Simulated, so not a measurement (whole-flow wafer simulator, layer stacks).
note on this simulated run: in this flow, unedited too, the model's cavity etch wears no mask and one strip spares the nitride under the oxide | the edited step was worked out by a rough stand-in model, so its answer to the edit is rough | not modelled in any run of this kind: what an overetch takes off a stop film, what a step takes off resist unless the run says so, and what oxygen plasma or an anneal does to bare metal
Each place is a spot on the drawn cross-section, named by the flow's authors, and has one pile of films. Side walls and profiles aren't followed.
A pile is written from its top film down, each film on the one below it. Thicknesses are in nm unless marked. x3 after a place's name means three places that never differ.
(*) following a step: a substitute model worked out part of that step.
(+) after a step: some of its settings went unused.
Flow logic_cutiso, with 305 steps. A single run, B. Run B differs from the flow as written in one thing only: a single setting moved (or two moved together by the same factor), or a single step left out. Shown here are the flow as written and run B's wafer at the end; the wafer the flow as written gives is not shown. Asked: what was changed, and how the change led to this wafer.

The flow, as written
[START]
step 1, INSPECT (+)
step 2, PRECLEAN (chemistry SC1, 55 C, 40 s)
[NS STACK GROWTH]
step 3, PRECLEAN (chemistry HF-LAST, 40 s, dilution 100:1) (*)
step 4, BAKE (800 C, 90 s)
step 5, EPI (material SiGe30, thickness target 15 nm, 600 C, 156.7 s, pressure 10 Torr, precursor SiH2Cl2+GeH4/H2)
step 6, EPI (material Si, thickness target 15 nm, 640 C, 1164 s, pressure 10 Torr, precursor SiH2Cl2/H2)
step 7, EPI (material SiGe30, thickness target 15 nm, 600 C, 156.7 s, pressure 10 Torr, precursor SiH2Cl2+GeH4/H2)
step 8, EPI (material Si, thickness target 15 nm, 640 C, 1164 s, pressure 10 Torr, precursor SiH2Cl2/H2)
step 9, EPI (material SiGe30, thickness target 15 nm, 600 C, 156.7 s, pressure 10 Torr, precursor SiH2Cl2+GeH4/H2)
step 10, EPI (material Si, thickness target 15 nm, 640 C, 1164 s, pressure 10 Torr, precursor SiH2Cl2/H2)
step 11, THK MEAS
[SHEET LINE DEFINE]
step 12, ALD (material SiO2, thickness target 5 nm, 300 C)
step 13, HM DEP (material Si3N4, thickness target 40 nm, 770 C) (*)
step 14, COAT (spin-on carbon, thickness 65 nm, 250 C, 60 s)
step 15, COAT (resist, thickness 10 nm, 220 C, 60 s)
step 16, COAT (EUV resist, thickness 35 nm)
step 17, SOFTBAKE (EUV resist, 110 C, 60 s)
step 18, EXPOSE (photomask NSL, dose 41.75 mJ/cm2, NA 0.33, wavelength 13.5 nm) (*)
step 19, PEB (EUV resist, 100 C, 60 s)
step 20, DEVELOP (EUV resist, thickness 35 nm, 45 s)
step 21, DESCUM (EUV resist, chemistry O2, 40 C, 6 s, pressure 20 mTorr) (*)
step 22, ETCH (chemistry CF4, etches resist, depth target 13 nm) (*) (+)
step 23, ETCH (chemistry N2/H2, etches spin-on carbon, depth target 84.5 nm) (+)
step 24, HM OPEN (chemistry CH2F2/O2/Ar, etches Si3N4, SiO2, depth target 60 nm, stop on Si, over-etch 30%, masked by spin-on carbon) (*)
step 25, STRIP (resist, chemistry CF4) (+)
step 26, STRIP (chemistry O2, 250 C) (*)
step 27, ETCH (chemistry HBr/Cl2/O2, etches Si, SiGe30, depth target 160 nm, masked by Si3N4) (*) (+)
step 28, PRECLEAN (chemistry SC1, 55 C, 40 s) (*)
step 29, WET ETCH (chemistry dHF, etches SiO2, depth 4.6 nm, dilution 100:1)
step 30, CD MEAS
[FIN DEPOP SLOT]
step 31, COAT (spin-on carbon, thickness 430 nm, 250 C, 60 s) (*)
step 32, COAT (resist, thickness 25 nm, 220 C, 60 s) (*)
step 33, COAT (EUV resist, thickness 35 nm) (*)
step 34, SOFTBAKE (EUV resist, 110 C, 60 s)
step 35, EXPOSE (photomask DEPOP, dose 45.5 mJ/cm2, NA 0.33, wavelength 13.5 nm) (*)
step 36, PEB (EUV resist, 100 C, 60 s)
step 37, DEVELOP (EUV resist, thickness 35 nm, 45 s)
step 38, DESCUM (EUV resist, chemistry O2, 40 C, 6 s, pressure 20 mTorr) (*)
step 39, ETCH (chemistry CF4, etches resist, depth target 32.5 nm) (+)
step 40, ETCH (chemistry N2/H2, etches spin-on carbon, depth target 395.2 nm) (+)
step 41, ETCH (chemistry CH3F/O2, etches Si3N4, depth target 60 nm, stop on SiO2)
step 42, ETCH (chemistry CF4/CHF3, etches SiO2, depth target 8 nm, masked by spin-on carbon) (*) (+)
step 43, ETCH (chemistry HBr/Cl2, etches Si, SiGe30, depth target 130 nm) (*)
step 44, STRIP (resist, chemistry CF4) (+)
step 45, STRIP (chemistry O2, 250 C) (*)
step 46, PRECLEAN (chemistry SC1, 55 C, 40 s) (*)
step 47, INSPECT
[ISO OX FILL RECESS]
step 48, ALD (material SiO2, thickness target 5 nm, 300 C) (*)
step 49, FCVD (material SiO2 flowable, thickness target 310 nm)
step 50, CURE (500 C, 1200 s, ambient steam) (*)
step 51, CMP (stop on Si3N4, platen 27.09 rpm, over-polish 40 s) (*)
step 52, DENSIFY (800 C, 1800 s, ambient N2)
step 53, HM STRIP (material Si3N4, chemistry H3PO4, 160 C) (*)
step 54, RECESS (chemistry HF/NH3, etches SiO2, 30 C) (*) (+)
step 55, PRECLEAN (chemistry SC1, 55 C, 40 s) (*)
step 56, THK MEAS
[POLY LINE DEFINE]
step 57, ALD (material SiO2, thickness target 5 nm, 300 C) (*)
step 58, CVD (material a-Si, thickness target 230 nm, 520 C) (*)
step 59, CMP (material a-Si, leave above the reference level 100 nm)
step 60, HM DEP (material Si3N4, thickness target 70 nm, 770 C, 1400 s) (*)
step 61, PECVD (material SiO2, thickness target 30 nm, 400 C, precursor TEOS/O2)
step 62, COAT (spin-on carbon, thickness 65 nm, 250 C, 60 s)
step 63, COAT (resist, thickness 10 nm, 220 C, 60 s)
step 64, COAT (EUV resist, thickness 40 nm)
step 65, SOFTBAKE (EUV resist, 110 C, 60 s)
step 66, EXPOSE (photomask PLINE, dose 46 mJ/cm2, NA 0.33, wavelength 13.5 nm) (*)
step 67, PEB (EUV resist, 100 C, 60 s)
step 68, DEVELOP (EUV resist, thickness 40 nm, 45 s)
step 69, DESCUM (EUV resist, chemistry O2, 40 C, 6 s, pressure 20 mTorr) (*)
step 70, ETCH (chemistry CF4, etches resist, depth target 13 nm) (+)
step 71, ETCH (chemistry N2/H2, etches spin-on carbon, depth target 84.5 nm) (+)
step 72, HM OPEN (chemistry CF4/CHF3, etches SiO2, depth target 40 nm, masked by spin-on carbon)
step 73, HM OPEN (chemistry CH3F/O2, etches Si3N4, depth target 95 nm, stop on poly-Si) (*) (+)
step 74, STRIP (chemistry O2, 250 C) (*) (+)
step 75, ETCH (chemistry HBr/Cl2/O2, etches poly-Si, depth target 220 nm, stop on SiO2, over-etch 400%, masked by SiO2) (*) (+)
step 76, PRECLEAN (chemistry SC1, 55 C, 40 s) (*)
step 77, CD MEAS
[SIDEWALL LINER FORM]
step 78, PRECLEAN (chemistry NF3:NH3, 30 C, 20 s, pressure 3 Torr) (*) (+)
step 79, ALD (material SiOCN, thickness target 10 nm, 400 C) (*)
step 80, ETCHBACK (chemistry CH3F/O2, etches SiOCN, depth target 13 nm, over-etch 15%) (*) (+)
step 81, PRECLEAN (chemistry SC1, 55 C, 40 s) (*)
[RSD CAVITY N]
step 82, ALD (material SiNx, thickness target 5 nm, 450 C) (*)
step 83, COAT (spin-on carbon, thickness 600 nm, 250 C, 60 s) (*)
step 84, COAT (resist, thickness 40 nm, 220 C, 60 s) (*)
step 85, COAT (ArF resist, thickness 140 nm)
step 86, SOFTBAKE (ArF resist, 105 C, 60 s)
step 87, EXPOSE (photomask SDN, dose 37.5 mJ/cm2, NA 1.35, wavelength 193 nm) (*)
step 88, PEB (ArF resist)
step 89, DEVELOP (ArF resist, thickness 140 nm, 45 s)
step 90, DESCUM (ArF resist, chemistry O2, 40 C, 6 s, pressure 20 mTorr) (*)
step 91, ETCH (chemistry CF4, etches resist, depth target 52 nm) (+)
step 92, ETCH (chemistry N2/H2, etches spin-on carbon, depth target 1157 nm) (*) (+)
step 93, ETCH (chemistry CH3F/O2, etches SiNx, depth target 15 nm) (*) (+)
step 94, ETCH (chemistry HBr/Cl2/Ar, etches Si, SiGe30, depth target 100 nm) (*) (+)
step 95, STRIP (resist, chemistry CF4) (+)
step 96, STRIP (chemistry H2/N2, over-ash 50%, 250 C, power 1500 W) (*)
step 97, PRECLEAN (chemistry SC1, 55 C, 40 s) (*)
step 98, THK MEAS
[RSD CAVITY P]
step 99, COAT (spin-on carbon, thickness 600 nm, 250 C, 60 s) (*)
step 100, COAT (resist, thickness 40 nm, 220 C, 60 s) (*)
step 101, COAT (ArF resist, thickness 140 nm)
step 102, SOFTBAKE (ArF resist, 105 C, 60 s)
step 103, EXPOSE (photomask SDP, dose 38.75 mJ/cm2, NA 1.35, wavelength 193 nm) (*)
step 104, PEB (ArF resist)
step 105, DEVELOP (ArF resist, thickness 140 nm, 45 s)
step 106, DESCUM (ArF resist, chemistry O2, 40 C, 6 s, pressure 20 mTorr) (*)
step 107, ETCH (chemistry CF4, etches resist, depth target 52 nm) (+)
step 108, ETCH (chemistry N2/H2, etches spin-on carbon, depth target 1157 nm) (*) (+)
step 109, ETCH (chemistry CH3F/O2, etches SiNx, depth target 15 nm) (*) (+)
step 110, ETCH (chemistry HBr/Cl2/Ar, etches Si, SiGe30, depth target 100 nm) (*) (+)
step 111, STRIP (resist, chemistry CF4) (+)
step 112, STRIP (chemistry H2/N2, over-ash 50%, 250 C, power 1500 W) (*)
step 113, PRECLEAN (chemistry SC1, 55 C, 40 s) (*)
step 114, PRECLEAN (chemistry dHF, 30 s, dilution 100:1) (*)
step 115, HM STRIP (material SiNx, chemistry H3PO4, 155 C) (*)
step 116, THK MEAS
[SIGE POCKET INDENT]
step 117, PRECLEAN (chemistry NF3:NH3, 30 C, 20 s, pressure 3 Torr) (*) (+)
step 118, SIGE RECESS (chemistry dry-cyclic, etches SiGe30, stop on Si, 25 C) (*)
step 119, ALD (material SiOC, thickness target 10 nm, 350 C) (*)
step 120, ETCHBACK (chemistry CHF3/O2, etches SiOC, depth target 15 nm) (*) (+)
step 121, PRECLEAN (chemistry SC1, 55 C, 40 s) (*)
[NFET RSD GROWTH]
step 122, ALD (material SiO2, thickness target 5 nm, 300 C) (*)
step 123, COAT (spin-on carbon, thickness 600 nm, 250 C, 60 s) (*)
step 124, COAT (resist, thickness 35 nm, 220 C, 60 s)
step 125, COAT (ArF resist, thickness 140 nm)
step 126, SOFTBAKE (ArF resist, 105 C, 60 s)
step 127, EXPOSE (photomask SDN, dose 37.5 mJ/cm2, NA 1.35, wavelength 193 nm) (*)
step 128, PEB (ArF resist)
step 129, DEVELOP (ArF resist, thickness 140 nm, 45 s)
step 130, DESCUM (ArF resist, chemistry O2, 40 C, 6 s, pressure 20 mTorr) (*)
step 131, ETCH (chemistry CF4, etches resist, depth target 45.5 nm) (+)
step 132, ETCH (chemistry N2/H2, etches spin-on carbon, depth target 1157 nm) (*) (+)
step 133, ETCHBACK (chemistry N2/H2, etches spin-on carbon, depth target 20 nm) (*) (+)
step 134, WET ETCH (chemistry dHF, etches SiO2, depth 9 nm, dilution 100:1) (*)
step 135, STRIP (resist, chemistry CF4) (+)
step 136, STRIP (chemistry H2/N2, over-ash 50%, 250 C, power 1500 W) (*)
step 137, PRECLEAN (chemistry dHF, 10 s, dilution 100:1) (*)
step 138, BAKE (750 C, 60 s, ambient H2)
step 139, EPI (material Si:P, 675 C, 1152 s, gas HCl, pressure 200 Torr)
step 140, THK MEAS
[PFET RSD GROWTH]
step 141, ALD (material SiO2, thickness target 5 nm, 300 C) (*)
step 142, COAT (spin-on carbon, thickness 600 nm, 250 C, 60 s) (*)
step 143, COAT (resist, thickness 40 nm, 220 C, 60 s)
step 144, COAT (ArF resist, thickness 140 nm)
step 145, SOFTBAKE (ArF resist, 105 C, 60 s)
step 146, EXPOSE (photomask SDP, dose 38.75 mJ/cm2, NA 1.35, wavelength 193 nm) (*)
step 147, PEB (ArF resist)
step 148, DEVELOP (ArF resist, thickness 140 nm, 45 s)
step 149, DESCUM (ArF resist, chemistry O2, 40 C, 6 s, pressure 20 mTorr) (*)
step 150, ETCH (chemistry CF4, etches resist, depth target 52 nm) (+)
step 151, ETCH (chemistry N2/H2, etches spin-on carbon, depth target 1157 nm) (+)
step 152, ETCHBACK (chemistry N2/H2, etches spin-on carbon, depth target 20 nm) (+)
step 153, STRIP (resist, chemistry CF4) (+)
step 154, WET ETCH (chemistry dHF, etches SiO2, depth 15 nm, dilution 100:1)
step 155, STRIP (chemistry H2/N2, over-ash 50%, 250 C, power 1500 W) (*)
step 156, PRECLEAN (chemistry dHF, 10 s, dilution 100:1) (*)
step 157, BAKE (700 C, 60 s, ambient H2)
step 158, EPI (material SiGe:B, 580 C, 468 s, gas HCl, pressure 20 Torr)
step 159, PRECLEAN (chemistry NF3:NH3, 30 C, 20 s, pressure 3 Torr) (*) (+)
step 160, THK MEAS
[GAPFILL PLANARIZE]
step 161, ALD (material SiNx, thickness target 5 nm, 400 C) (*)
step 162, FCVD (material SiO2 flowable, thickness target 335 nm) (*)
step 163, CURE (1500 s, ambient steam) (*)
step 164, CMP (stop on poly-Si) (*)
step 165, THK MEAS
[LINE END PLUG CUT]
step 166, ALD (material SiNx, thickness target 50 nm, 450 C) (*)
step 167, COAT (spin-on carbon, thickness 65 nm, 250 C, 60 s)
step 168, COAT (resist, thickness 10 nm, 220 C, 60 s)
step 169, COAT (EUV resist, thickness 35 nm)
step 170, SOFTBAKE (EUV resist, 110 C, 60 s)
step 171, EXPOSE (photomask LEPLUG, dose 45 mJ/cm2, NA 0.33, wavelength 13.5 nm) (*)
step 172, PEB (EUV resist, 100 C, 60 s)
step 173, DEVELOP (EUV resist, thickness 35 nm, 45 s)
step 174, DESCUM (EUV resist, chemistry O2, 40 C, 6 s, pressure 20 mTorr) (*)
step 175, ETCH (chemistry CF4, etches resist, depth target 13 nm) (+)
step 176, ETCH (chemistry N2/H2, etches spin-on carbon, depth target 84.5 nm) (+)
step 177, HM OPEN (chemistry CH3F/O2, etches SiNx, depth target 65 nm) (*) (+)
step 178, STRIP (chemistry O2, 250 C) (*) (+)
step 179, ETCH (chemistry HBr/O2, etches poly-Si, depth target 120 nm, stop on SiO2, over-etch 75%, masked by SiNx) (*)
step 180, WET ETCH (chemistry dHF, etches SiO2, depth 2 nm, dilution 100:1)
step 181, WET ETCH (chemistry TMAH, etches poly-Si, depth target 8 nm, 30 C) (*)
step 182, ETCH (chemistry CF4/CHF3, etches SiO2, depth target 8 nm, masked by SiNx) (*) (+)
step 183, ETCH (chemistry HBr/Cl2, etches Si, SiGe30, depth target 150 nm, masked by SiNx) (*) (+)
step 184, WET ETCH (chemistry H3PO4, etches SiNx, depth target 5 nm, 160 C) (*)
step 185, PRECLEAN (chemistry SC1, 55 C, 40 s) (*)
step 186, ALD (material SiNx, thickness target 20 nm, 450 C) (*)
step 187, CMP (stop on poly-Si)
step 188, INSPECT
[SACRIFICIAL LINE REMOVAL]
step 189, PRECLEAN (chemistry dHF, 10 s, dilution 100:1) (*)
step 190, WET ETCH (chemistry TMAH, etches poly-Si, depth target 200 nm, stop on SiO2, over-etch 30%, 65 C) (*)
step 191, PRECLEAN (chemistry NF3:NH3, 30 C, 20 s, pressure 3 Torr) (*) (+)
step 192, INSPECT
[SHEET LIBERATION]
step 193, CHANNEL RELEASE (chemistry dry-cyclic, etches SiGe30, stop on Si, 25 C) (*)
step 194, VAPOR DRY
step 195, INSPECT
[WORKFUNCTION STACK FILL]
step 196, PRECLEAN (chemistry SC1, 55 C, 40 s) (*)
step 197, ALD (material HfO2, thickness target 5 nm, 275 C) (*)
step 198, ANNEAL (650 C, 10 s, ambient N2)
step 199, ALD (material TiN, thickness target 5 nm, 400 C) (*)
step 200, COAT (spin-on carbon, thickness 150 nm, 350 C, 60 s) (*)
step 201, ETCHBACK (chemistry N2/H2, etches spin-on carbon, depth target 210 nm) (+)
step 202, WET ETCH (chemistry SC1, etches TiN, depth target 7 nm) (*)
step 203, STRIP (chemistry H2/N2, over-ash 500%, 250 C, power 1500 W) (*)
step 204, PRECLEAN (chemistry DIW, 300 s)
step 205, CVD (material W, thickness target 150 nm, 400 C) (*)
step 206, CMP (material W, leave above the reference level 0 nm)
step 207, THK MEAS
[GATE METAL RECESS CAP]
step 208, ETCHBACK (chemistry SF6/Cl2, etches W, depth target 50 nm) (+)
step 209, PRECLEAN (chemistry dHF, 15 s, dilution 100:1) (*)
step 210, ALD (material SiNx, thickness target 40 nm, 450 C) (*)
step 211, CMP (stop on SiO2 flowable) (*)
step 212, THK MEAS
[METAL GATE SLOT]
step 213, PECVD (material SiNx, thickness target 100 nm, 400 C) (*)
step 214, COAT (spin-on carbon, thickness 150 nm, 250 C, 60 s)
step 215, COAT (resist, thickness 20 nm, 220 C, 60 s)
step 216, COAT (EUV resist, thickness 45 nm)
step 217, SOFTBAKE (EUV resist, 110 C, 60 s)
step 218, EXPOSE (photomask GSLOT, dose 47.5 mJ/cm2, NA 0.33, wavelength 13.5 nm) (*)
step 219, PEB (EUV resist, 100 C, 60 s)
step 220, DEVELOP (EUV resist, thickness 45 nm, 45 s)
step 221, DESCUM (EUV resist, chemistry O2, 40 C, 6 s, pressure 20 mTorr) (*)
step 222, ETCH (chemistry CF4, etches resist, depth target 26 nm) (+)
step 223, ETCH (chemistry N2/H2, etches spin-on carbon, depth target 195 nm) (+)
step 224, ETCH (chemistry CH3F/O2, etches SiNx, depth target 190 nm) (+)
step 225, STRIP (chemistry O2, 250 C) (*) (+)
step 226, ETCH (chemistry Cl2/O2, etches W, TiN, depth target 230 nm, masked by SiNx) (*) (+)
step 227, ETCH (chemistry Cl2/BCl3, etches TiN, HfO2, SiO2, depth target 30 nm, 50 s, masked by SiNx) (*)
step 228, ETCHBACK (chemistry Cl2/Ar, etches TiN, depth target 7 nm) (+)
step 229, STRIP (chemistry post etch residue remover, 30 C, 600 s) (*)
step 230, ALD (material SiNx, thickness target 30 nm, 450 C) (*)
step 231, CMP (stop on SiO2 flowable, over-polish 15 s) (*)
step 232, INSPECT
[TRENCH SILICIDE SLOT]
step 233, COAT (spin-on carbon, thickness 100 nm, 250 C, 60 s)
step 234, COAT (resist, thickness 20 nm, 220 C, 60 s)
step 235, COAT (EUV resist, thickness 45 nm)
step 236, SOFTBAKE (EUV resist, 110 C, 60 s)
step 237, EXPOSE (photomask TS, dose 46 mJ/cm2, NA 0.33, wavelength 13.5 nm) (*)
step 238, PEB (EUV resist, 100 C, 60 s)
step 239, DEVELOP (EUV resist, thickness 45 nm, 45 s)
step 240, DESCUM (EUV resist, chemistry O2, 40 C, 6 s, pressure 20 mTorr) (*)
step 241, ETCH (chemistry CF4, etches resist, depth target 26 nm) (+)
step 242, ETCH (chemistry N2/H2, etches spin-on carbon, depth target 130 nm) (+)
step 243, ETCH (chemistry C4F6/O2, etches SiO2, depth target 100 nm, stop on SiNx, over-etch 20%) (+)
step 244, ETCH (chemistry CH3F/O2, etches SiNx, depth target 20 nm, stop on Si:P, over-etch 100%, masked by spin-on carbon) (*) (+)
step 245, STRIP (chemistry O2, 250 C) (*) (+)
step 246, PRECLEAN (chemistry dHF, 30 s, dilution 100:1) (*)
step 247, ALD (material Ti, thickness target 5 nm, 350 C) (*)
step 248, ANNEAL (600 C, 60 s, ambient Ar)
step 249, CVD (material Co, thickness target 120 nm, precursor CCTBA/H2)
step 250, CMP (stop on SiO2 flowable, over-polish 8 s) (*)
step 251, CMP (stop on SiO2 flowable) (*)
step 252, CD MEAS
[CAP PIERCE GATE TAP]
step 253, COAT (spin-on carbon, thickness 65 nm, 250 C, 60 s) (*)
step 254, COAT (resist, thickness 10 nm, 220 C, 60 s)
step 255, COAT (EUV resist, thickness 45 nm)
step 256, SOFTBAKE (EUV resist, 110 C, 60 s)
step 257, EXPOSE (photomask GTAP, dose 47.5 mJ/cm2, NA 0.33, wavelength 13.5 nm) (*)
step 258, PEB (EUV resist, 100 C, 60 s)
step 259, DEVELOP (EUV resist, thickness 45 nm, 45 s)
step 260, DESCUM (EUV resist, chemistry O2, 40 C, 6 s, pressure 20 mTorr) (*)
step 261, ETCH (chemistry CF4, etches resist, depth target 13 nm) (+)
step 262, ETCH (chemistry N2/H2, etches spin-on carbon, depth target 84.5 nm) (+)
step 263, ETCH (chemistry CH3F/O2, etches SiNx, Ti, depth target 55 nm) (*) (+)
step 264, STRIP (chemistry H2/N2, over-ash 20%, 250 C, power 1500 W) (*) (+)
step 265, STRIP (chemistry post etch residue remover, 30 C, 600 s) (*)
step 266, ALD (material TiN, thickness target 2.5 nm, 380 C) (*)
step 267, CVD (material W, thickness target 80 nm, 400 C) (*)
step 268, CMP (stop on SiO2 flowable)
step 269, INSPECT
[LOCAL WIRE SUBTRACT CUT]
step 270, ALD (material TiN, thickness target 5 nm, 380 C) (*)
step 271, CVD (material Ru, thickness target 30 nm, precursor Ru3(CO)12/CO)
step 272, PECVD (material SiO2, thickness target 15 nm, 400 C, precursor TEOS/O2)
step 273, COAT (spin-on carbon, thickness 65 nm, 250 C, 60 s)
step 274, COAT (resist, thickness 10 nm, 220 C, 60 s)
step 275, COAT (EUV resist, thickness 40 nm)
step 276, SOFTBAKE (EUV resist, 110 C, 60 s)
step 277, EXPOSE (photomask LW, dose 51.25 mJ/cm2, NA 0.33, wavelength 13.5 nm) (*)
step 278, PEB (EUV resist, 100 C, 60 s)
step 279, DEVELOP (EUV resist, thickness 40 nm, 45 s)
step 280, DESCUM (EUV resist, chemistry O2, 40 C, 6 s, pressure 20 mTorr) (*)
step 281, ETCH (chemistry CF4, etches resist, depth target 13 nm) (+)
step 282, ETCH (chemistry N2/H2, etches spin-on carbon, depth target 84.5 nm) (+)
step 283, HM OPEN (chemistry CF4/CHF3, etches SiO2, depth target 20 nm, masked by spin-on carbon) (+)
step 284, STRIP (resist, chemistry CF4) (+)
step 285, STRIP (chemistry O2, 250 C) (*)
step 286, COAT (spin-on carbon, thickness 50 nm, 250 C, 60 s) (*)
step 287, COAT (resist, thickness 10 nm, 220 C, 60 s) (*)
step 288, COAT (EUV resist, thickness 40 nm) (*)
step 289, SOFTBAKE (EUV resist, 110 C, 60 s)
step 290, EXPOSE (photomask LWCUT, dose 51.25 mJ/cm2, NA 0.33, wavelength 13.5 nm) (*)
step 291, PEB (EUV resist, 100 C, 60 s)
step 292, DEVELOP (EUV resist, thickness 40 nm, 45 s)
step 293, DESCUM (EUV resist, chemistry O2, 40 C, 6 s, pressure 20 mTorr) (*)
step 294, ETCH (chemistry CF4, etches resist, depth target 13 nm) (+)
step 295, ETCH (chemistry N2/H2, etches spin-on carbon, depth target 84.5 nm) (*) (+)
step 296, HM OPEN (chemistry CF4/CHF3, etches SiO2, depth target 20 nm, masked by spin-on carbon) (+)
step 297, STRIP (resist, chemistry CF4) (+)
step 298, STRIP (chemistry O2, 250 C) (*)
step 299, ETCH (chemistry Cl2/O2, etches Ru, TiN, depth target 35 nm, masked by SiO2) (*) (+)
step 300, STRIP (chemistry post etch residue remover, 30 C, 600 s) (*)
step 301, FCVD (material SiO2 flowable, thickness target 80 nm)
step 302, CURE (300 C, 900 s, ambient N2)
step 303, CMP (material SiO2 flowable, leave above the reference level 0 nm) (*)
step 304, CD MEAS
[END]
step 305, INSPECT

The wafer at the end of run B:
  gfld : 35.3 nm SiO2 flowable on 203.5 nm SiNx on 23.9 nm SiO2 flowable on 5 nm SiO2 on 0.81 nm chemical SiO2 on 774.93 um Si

The reason: step 227, ETCH: depth target 45 nm was run, though the flow has depth target 30 nm.

Step by step, how the change led to this:
  step 227, ETCH (chemistry Cl2/BCl3, etches TiN, HfO2, SiO2, depth target 30 nm, 50 s, masked by SiNx) (*)
      gfld: -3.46 HfO2 (all of it), -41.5 SiO2 flowable (it would be, as written: -3.46 HfO2 (all of it), -26.5 SiO2 flowable)
  step 230, ALD (material SiNx, thickness target 30 nm, 450 C) (*)
      gfld: +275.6 SiNx (new film) (it would be, as written: +260.6 SiNx (new film))
